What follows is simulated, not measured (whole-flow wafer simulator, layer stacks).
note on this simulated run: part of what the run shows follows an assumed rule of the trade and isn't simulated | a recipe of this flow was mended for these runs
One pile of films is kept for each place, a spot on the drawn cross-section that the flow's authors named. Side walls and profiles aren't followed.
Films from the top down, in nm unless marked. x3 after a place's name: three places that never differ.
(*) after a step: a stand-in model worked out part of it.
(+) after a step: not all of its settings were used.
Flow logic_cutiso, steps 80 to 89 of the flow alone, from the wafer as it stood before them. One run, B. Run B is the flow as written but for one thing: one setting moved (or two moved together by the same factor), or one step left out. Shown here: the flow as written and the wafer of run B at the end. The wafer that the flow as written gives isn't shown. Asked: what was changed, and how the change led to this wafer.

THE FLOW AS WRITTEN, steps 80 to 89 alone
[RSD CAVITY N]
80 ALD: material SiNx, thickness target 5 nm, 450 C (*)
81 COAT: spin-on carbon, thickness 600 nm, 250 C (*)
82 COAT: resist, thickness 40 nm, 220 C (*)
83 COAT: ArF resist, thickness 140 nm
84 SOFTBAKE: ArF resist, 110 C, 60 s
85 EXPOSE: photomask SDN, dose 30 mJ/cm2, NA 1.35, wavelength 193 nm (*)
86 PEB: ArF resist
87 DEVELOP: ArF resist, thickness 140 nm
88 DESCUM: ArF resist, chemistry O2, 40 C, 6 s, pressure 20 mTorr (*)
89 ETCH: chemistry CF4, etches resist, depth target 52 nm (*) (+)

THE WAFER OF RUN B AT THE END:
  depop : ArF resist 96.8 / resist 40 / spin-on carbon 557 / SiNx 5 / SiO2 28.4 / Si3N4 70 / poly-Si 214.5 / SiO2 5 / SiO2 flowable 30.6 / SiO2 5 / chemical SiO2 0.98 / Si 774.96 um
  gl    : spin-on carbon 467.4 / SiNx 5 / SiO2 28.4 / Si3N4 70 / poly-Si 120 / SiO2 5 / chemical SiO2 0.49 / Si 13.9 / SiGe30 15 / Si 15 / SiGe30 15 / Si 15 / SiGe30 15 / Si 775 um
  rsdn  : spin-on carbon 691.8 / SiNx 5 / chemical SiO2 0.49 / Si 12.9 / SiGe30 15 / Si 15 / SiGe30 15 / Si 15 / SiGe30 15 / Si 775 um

The cause: step 81, COAT: thickness 557 nm was run, where the flow has thickness 600 nm.
It can be read off the wafer: depop has spin-on carbon 557, and step 81 as written asks for 600 nm.

How the change led to this, step by step:
  81 COAT: spin-on carbon, thickness 600 nm, 250 C (*)
      depop, dpovl x3, ns: spin-on carbon +557 (new film) (as written it would be: spin-on carbon +600 (new film))
      gfld, gxf, gxn, gxp: spin-on carbon +473.3 (new film) (as written it would be: spin-on carbon +516.3 (new film))
      (and at 13 more places)
